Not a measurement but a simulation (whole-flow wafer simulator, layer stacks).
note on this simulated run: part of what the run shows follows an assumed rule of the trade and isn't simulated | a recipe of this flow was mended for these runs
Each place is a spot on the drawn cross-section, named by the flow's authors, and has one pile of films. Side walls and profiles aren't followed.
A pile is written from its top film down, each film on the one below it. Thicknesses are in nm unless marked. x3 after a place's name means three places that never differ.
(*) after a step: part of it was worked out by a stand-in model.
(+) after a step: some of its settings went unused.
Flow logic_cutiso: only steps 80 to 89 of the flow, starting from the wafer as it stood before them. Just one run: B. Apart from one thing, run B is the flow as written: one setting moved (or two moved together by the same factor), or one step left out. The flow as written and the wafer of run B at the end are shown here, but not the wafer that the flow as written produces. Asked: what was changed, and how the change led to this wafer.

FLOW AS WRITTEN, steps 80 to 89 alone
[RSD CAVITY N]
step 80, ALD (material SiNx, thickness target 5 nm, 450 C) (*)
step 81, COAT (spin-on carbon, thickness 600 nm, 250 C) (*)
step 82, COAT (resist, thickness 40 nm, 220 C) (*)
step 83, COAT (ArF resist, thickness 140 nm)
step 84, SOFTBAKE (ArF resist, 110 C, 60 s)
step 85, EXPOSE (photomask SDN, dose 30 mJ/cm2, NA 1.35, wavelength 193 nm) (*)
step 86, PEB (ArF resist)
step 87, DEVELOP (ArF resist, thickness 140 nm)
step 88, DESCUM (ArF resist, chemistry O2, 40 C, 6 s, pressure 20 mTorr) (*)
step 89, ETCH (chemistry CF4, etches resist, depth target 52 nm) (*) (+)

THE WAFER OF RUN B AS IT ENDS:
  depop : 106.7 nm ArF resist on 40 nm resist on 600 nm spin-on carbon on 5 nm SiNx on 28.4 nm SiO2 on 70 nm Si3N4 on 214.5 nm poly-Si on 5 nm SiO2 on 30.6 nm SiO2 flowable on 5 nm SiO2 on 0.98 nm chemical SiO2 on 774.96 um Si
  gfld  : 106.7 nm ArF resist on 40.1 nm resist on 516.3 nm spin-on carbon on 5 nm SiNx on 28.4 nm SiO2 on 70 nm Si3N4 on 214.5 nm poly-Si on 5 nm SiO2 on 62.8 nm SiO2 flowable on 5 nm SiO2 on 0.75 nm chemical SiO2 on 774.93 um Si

Cause: step 83, COAT: thickness 150 nm was run, whereas the flow has thickness 140 nm; step 87, DEVELOP: thickness 150 nm was run, where the flow has thickness 140 nm.

How this came from the change, step by step:
  step 83, COAT (ArF resist, thickness 140 nm)
      depop, dpovl x3, gfld and 17 more: +150 ArF resist (new film) (in the flow as written it would be: +140 ArF resist (new film))
  step 87, DEVELOP (ArF resist, thickness 140 nm)
      gl, gxn, lnr, lnrt, rsdn, rsdx, tap: -149.3 ArF resist (all of it) (in the flow as written it would be: -139.3 ArF resist (all of it))
